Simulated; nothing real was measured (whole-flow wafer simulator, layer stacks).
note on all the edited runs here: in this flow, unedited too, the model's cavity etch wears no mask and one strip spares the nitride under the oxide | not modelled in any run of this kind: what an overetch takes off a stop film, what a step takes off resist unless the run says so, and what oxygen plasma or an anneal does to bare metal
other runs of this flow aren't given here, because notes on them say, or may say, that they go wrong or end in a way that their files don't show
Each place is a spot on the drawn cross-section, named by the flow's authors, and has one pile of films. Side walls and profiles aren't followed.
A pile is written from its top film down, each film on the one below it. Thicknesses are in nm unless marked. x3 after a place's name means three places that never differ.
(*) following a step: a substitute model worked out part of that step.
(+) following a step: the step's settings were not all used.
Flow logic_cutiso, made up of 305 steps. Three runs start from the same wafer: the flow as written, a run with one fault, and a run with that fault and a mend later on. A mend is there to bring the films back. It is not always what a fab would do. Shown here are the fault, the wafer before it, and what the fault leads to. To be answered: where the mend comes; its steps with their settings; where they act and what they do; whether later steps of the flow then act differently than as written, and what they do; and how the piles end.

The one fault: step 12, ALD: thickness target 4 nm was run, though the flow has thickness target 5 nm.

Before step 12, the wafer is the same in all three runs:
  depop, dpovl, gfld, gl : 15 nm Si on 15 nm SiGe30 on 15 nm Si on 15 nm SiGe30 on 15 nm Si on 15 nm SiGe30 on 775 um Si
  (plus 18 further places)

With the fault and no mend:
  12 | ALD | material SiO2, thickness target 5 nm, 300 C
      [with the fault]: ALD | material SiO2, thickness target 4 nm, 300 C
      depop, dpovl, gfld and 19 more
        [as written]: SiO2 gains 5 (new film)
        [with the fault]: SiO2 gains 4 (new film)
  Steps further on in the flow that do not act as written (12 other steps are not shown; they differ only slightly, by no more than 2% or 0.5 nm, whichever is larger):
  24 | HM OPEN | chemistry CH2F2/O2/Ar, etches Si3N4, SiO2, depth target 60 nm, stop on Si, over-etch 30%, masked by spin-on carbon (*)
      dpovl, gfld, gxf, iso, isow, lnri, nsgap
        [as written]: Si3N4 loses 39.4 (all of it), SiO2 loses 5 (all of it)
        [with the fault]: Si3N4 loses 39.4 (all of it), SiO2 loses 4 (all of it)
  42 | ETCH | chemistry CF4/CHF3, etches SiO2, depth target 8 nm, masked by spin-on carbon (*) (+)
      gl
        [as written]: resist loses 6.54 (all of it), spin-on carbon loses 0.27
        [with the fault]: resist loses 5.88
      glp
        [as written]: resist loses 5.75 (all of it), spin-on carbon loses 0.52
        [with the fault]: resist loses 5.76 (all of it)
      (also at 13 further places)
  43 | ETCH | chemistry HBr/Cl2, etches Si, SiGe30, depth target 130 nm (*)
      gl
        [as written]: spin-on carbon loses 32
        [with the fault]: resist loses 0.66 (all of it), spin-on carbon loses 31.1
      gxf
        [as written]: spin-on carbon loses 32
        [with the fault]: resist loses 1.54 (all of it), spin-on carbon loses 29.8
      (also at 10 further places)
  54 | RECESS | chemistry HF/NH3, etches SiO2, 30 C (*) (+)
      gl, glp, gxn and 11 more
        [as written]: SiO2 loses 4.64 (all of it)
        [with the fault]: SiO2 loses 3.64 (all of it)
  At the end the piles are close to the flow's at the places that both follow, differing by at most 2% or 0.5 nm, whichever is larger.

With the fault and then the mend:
  The mend stands after step 12.
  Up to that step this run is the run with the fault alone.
  12a | ALD | material SiO2, thickness target 1 nm, 300 C (the flow's step 12 again, with other settings)
      depop, dpovl, gfld and 19 more
        SiO2 gains 1
  Every later step of the flow that is run acts as written at every place that is followed.
  The piles end the same as the flow's at every place that both follow.
